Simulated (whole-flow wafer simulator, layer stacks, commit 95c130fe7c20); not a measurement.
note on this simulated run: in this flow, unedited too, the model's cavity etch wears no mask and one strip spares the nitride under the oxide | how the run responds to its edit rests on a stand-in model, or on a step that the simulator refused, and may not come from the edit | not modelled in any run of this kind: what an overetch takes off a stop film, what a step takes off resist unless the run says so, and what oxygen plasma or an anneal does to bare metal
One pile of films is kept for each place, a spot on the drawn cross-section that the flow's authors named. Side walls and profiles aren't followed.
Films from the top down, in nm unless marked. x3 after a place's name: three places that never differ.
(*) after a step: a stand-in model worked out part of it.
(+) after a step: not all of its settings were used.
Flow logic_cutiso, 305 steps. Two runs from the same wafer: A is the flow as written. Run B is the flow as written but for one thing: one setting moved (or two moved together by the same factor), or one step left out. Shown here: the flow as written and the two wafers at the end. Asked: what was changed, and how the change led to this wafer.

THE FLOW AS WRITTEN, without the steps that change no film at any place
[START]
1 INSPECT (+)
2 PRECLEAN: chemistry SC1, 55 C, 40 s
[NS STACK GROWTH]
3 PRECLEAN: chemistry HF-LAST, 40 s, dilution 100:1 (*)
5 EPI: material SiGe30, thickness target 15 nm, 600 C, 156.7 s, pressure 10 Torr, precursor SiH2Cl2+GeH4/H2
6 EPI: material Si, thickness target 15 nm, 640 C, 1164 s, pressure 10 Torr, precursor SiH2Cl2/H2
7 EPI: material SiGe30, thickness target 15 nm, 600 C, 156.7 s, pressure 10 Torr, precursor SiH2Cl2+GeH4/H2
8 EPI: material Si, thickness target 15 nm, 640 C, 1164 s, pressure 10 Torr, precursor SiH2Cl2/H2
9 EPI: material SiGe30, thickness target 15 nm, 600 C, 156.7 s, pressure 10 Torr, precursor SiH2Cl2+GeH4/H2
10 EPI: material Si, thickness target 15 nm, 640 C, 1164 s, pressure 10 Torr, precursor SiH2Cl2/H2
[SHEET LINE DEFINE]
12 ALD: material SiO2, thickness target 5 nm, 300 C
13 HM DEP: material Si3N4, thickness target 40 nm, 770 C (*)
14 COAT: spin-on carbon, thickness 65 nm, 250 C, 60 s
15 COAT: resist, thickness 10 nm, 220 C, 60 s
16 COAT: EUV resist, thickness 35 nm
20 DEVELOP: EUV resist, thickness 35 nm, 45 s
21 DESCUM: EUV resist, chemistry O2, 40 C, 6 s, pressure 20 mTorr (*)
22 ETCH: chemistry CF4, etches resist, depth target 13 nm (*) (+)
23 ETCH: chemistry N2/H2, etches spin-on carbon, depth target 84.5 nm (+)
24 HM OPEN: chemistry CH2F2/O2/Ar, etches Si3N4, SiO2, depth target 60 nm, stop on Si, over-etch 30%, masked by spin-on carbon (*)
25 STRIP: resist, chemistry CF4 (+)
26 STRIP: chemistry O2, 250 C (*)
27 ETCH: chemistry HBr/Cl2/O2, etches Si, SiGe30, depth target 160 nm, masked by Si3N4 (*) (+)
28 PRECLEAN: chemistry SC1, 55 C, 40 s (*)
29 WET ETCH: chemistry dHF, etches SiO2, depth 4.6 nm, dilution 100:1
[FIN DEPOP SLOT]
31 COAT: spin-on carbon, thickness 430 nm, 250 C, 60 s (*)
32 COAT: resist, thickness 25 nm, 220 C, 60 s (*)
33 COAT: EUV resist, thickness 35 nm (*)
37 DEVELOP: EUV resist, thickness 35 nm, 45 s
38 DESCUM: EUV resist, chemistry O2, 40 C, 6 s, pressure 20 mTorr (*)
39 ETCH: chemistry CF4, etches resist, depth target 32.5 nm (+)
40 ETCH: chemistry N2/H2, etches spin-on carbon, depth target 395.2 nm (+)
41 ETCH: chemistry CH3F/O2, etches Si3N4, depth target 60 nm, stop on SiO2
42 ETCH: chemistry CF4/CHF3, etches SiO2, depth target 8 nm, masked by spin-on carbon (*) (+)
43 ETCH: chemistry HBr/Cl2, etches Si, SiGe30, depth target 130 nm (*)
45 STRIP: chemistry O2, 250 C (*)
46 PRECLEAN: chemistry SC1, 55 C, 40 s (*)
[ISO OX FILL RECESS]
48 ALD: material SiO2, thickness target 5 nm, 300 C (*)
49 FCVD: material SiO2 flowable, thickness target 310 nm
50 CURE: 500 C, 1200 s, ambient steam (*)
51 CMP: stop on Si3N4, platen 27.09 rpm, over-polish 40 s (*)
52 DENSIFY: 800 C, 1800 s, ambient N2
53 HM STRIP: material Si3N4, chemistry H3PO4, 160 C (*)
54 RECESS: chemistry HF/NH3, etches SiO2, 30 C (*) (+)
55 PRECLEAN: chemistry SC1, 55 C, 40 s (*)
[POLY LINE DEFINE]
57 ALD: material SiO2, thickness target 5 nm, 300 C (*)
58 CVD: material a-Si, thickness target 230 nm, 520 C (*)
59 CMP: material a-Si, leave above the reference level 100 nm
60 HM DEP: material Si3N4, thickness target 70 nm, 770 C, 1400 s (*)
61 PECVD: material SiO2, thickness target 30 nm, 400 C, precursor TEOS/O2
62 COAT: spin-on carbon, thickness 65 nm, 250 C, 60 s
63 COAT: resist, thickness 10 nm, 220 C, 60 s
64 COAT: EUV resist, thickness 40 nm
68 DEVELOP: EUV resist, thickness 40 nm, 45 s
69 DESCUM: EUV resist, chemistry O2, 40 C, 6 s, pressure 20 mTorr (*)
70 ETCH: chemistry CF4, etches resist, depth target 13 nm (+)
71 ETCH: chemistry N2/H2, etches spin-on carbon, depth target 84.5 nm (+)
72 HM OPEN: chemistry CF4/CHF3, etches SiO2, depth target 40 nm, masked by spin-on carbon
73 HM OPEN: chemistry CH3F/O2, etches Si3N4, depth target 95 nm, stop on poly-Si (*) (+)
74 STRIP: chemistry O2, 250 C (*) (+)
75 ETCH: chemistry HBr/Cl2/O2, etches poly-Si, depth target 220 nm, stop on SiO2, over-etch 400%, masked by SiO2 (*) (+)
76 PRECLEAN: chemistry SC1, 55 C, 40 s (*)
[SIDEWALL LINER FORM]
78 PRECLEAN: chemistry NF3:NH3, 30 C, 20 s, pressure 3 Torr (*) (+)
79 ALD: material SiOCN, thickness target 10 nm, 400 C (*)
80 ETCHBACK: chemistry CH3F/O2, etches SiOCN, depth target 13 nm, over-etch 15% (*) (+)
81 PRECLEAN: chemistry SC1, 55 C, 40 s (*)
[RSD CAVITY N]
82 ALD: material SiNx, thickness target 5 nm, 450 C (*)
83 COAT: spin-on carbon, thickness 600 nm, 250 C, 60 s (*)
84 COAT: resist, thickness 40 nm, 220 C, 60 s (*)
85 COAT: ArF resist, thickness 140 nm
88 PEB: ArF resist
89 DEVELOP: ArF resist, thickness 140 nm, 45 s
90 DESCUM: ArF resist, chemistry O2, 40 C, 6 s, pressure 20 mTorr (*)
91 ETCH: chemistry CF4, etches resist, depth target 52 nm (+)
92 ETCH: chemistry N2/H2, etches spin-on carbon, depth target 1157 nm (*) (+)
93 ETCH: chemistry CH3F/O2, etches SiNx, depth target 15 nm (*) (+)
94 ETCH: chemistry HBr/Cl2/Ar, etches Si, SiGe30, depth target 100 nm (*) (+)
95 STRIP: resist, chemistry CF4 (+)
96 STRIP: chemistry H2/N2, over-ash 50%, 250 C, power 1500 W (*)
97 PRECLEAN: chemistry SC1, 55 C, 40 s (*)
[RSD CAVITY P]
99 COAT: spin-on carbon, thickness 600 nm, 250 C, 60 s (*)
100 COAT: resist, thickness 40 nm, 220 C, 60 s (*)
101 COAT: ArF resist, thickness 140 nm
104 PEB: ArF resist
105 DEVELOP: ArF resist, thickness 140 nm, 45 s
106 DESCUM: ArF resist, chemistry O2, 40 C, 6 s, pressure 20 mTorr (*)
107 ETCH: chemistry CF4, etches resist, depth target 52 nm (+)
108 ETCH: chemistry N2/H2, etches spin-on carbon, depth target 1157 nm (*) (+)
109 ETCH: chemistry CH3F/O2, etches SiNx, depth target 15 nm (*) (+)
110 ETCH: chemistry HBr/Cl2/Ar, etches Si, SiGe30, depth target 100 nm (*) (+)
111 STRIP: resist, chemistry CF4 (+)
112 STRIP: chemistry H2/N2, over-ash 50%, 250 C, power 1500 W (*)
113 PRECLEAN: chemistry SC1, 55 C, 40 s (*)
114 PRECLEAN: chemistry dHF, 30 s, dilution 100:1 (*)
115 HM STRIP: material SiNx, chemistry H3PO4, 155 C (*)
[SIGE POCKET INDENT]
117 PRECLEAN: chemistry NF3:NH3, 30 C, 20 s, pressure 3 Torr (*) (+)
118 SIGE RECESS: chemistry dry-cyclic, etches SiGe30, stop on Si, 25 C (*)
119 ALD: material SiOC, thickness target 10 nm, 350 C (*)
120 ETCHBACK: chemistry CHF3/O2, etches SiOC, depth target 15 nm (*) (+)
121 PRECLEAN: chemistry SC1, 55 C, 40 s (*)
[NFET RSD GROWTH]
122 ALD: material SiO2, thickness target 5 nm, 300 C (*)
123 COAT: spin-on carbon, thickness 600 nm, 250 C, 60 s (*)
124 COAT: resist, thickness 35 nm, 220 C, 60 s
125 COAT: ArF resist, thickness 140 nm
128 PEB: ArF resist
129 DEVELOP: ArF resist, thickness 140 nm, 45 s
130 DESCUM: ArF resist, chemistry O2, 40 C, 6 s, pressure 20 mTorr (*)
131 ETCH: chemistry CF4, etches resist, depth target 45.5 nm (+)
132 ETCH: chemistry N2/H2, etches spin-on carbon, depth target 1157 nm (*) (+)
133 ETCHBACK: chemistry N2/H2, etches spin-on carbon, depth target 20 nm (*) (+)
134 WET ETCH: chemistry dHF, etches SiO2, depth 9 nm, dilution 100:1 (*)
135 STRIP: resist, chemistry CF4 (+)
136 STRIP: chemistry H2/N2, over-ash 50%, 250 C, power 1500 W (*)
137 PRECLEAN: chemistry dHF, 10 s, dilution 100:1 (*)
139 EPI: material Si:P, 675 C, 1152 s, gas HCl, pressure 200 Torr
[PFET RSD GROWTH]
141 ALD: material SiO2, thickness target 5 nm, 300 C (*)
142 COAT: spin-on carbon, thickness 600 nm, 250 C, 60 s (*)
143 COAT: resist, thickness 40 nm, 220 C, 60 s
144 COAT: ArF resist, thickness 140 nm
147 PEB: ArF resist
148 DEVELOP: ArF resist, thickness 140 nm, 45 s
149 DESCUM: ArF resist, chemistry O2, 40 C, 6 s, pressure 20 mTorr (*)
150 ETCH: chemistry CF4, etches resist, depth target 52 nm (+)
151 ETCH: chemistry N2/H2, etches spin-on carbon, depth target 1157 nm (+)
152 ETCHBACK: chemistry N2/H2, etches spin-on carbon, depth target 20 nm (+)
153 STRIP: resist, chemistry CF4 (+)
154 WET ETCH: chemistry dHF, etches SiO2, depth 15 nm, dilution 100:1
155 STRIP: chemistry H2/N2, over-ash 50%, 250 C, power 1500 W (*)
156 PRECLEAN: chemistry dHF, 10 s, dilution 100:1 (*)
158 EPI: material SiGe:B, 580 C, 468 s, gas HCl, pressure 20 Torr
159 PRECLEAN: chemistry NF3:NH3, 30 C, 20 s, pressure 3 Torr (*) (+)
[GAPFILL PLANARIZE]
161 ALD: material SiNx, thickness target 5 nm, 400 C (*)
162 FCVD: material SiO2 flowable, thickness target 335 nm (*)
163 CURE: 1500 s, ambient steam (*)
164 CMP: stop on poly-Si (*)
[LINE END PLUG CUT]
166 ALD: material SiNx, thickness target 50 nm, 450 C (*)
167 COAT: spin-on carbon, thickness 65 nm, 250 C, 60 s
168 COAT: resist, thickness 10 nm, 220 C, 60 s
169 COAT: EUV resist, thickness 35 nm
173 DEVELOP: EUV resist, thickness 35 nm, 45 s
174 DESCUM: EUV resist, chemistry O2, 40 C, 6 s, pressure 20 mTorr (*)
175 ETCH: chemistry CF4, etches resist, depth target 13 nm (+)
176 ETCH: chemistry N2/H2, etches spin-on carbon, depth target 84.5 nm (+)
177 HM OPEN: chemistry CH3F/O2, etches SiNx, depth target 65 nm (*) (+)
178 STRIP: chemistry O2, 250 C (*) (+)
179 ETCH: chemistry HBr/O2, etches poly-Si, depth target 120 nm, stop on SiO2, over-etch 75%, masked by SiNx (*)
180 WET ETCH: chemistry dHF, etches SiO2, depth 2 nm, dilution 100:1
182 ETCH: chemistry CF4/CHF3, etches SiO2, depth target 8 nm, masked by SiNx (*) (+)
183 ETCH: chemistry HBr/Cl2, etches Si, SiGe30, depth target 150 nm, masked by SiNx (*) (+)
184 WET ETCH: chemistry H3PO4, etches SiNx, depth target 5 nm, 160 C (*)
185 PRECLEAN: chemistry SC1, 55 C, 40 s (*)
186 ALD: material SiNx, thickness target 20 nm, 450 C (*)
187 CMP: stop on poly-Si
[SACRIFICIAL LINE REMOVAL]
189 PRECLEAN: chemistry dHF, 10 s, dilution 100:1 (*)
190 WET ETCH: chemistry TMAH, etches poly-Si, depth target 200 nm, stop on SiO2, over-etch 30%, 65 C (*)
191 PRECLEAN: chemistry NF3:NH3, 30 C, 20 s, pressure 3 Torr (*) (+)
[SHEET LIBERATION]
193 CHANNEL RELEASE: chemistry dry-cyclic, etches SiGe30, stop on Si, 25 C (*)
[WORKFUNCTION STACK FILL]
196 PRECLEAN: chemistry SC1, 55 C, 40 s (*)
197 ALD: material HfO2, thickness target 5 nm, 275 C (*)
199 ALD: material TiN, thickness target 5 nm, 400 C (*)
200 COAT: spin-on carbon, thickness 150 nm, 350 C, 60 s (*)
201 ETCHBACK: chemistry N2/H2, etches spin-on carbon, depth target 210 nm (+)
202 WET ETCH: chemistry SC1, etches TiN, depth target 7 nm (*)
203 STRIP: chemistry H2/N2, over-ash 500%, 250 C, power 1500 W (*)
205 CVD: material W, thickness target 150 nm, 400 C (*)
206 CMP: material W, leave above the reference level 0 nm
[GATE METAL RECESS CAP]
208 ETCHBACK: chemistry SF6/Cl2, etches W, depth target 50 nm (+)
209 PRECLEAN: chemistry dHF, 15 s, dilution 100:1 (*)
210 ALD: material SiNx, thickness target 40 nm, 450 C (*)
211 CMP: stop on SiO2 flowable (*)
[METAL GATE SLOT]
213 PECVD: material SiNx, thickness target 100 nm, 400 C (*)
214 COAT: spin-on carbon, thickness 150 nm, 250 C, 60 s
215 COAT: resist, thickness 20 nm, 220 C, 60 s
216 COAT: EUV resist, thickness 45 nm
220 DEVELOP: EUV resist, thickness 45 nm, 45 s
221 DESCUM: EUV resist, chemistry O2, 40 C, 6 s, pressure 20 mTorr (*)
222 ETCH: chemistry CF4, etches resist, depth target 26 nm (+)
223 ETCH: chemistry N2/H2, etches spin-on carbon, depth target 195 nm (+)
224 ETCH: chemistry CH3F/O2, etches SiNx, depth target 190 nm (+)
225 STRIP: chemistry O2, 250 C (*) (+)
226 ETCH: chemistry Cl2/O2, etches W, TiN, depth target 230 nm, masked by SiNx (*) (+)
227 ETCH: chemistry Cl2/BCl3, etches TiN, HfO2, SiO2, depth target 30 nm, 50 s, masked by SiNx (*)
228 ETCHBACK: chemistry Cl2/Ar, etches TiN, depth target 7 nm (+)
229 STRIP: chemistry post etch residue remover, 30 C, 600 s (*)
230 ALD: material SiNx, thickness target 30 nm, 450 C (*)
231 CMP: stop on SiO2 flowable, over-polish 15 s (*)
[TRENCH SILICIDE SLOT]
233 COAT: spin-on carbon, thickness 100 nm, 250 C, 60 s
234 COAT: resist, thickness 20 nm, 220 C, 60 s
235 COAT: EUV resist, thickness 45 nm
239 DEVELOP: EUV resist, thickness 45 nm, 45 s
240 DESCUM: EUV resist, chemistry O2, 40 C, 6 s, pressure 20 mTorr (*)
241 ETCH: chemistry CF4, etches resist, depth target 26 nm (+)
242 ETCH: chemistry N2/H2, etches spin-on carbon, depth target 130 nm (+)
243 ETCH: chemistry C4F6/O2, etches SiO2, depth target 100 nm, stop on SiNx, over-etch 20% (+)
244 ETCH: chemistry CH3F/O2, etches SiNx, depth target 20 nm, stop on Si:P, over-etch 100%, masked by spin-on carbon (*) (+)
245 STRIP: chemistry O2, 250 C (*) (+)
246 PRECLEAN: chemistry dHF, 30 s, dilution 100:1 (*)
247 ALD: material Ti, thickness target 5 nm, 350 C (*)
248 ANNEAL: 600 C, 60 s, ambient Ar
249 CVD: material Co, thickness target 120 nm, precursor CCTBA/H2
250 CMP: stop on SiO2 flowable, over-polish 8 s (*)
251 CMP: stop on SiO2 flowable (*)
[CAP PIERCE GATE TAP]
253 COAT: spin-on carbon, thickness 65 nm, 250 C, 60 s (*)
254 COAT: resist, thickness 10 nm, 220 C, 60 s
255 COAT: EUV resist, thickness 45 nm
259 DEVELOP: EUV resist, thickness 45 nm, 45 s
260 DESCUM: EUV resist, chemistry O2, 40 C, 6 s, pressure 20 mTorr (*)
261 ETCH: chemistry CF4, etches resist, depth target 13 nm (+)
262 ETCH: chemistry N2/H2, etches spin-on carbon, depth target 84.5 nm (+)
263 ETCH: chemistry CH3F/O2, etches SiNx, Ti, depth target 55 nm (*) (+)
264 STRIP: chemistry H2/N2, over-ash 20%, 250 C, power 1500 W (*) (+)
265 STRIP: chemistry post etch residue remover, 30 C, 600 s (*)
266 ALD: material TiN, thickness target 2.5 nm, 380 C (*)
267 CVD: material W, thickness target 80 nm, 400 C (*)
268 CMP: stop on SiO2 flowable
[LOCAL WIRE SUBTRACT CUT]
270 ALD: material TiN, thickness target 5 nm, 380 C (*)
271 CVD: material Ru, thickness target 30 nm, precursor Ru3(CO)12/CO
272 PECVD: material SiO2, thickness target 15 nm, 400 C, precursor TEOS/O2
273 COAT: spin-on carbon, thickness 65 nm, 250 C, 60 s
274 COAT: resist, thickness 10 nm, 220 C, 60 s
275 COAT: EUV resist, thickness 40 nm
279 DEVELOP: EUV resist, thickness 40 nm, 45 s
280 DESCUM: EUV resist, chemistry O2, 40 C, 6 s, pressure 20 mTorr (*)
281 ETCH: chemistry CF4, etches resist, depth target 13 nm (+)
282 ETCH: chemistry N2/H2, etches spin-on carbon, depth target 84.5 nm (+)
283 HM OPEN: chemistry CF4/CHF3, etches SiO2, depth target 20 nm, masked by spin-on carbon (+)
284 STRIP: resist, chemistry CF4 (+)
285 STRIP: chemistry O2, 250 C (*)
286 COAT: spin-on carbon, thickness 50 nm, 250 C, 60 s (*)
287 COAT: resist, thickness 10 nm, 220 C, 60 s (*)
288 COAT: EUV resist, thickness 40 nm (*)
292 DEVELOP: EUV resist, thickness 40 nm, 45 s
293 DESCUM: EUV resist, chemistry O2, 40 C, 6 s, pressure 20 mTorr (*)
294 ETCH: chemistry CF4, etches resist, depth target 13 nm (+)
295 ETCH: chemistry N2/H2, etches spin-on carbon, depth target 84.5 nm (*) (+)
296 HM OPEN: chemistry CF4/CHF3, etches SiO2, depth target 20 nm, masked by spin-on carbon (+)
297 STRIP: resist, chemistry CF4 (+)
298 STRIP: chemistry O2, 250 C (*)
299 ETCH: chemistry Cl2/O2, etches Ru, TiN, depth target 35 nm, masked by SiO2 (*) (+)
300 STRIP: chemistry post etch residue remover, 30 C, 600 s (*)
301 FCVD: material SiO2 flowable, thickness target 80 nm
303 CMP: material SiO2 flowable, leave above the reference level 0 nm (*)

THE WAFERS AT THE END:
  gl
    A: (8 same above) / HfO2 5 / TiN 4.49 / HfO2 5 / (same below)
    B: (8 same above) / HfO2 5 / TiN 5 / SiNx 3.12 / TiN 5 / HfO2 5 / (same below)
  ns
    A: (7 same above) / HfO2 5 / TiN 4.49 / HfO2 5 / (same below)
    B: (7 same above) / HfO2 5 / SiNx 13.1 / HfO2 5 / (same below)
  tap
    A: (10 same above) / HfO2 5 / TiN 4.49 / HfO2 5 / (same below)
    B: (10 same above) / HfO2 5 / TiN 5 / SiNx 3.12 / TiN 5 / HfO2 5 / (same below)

The cause: step 9, EPI: thickness target 23.6 nm was run, where the flow has thickness target 15 nm; step 9, EPI: 246.8 s was run, where the flow has 156.7 s.

How the change led to this, step by step:
  9 EPI: material SiGe30, thickness target 15 nm, 600 C, 156.7 s, pressure 10 Torr, precursor SiH2Cl2+GeH4/H2
      depop, dpovl, gfld and 19 more: A SiGe30 +15 (new film) | B SiGe30 +23.6 (new film)
  27 ETCH: chemistry HBr/Cl2/O2, etches Si, SiGe30, depth target 160 nm, masked by Si3N4 (*) (+)
      gfld, gxf, iso, lnri: A chemical SiO2 -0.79 (all of it), Si -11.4 (all of it), SiGe30 -15 (all of it), Si -15 (all of it), SiGe30 -15 (all of it), Si -15 (all of it), SiGe30 -15 (all of it), Si -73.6 | B chemical SiO2 -0.79 (all of it), Si -11.4 (all of it), SiGe30 -23.6 (all of it), Si -15 (all of it), SiGe30 -15 (all of it), Si -15 (all of it), SiGe30 -15 (all of it), Si -65
      dpovl, nsgap: A chemical SiO2 -0.79 (all of it), Si -11.8 (all of it), SiGe30 -15 (all of it), Si -15 (all of it), SiGe30 -15 (all of it), Si -15 (all of it), SiGe30 -15 (all of it), Si -73.2 | B chemical SiO2 -0.79 (all of it), Si -11.8 (all of it), SiGe30 -23.6 (all of it), Si -15 (all of it), SiGe30 -15 (all of it), Si -15 (all of it), SiGe30 -15 (all of it), Si -64.6
      (and at 1 more place)
  43 ETCH: chemistry HBr/Cl2, etches Si, SiGe30, depth target 130 nm (*)
      depop: A Si -14 (all of it), SiGe30 -15 (all of it), Si -15 (all of it), SiGe30 -15 (all of it), Si -15 (all of it), SiGe30 -15 (all of it), Si -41 | B Si -14 (all of it), SiGe30 -23.6 (all of it), Si -15 (all of it), SiGe30 -15 (all of it), Si -15 (all of it), SiGe30 -15 (all of it), Si -32.3
  94 ETCH: chemistry HBr/Cl2/Ar, etches Si, SiGe30, depth target 100 nm (*) (+)
      rsdn, rsdx: A chemical SiO2 -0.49 (all of it), Si -12.8 (all of it), SiGe30 -15 (all of it), Si -15 (all of it), SiGe30 -15 (all of it), Si -15 (all of it), SiGe30 -15 (all of it), Si -12.2 | B chemical SiO2 -0.49 (all of it), Si -12.8 (all of it), SiGe30 -23.6 (all of it), Si -15 (all of it), SiGe30 -15 (all of it), Si -15 (all of it), SiGe30 -15 (all of it), Si -3.53
  110 ETCH: chemistry HBr/Cl2/Ar, etches Si, SiGe30, depth target 100 nm (*) (+)
      rsdp, rsdw: A chemical SiO2 -0.49 (all of it), Si -12.8 (all of it), SiGe30 -15 (all of it), Si -15 (all of it), SiGe30 -15 (all of it), Si -15 (all of it), SiGe30 -15 (all of it), Si -12.2 | B chemical SiO2 -0.49 (all of it), Si -12.8 (all of it), SiGe30 -23.6 (all of it), Si -15 (all of it), SiGe30 -15 (all of it), Si -15 (all of it), SiGe30 -15 (all of it), Si -3.53
  118 SIGE RECESS: chemistry dry-cyclic, etches SiGe30, stop on Si, 25 C (*)
      lnr, lnrp, lnrt: A SiOCN -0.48, Si -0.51, cavity +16 (new film), SiGe30 -15 (all of it), Si -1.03, cavity +16 (new film), SiGe30 -15 (all of it), Si -1.03, cavity +16 (new film), SiGe30 -15 (all of it), Si -0.51 | B SiOCN -0.48, Si -0.51, cavity +24.7 (new film), SiGe30 -23.6 (all of it), Si -1.03, cavity +16 (new film), SiGe30 -15 (all of it), Si -1.03, cavity +16 (new film), SiGe30 -15 (all of it), Si -0.51
  119 ALD: material SiOC, thickness target 10 nm, 350 C (*)
      lnr, lnrp, lnrt: A SiOC +10 (new film), SiOC +16 (new film), cavity -16 (all of it), SiOC +16 (new film), cavity -16 (all of it), SiOC +16 (new film), cavity -16 (all of it) | B SiOC +10 (new film), SiOC +24.7 (new film), cavity -24.7 (all of it), SiOC +16 (new film), cavity -16 (all of it), SiOC +16 (new film), cavity -16 (all of it)
  183 ETCH: chemistry HBr/Cl2, etches Si, SiGe30, depth target 150 nm, masked by SiNx (*) (+)
      plug: A Si -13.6 (all of it), SiGe30 -15 (all of it), Si -15 (all of it), SiGe30 -15 (all of it), Si -15 (all of it), SiGe30 -15 (all of it), Si -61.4 | B Si -13.6 (all of it), SiGe30 -23.6 (all of it), Si -15 (all of it), SiGe30 -15 (all of it), Si -15 (all of it), SiGe30 -15 (all of it), Si -52.8
  193 CHANNEL RELEASE: chemistry dry-cyclic, etches SiGe30, stop on Si, 25 C (*)
      gl, glp, gxn, gxp, ns, tap: A chemical SiO2 +0.8 (new film), Si -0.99, chemical SiO2 +0.8 (new film), cavity +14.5 (new film), chemical SiO2 +0.8 (new film), SiGe30 -15 (all of it), Si -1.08, chemical SiO2 +0.8 (new film), cavity +14.5 (new film), chemical SiO2 +0.8 (new film), SiGe30 -15 (all of it), Si -1.08, chemical SiO2 +0.8 (new film), cavity +14.5 (new film), chemical SiO2 +0.8 (new film), SiGe30 -15 (all of it), Si -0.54 | B chemical SiO2 +0.8 (new film), Si -0.99, chemical SiO2 +0.8 (new film), cavity +23.1 (new film), chemical SiO2 +0.8 (new film), SiGe30 -23.6 (all of it), Si -1.08, chemical SiO2 +0.8 (new film), cavity +14.5 (new film), chemical SiO2 +0.8 (new film), SiGe30 -15 (all of it), Si -1.08, chemical SiO2 +0.8 (new film), cavity +14.5 (new film), chemical SiO2 +0.8 (new film), SiGe30 -15 (all of it), Si -0.54
  199 ALD: material TiN, thickness target 5 nm, 400 C (*)
      gl, glp, tap: A TiN +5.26 (new film), TiN +4.49 (new film), cavity -4.49 (all of it), TiN +4.49 (new film), cavity -4.49 (all of it), TiN +4.49 (new film), cavity -4.49 (all of it) | B TiN +5.26 (new film), TiN +5 (new film), cavity -10, TiN +5 (new film), TiN +4.49 (new film), cavity -4.49 (all of it), TiN +4.49 (new film), cavity -4.49 (all of it)
      gxn, gxp, ns: A TiN +5 (new film), TiN +4.49 (new film), cavity -4.49 (all of it), TiN +4.49 (new film), cavity -4.49 (all of it), TiN +4.49 (new film), cavity -4.49 (all of it) | B TiN +5 (new film), TiN +5 (new film), cavity -10, TiN +5 (new film), TiN +4.49 (new film), cavity -4.49 (all of it), TiN +4.49 (new film), cavity -4.49 (all of it)
  202 WET ETCH: chemistry SC1, etches TiN, depth target 7 nm (*)
      ns: A TiN -5 (all of it) | B TiN -5 (all of it), TiN -5 (all of it), cavity +10, TiN -5 (all of it)
  210 ALD: material SiNx, thickness target 40 nm, 450 C (*)
      gl, glp, gxn, gxp, tap: A SiNx +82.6 (new film) | B SiNx +82.6 (new film), SiNx +3.12 (new film), cavity -3.12 (all of it)
      ns: A SiNx +40 (new film) | B SiNx +40 (new film), SiNx +13.1 (new film), cavity -13.1 (all of it)
Counting metal films that touch as one body, gl has 5 bodies (between them, from the top down: HfO2 5 / chemical SiO2 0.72 / Si 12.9 / chemical SiO2 0.8 / HfO2 5; SiNx 3.12; HfO2 5 / chemical SiO2 0.8 / Si 13.9 / chemical SiO2 0.8 / HfO2 5; HfO2 5 / chemical SiO2 0.8 / Si 13.9 / chemical SiO2 0.8 / HfO2 5); the flow as written gives 4 bodies (between them, from the top down: HfO2 5 / chemical SiO2 0.72 / Si 12.9 / chemical SiO2 0.8 / HfO2 5; HfO2 5 / chemical SiO2 0.8 / Si 13.9 / chemical SiO2 0.8 / HfO2 5; HfO2 5 / chemical SiO2 0.8 / Si 13.9 / chemical SiO2 0.8 / HfO2 5).
Counting metal films that touch as one body, ns has 3 bodies (between them, from the top down: HfO2 5 / chemical SiO2 0.72 / Si 12.9 / chemical SiO2 0.8 / HfO2 5 / SiNx 13.1 / HfO2 5 / chemical SiO2 0.8 / Si 13.9 / chemical SiO2 0.8 / HfO2 5; HfO2 5 / chemical SiO2 0.8 / Si 13.9 / chemical SiO2 0.8 / HfO2 5); the flow as written gives 4 bodies (between them, from the top down: HfO2 5 / chemical SiO2 0.72 / Si 12.9 / chemical SiO2 0.8 / HfO2 5; HfO2 5 / chemical SiO2 0.8 / Si 13.9 / chemical SiO2 0.8 / HfO2 5; HfO2 5 / chemical SiO2 0.8 / Si 13.9 / chemical SiO2 0.8 / HfO2 5).
Counting metal films that touch as one body, tap has 5 bodies (between them, from the top down: HfO2 5 / chemical SiO2 0.72 / Si 12.9 / chemical SiO2 0.8 / HfO2 5; SiNx 3.12; HfO2 5 / chemical SiO2 0.8 / Si 13.9 / chemical SiO2 0.8 / HfO2 5; HfO2 5 / chemical SiO2 0.8 / Si 13.9 / chemical SiO2 0.8 / HfO2 5); the flow as written gives 4 bodies (between them, from the top down: HfO2 5 / chemical SiO2 0.72 / Si 12.9 / chemical SiO2 0.8 / HfO2 5; HfO2 5 / chemical SiO2 0.8 / Si 13.9 / chemical SiO2 0.8 / HfO2 5; HfO2 5 / chemical SiO2 0.8 / Si 13.9 / chemical SiO2 0.8 / HfO2 5).
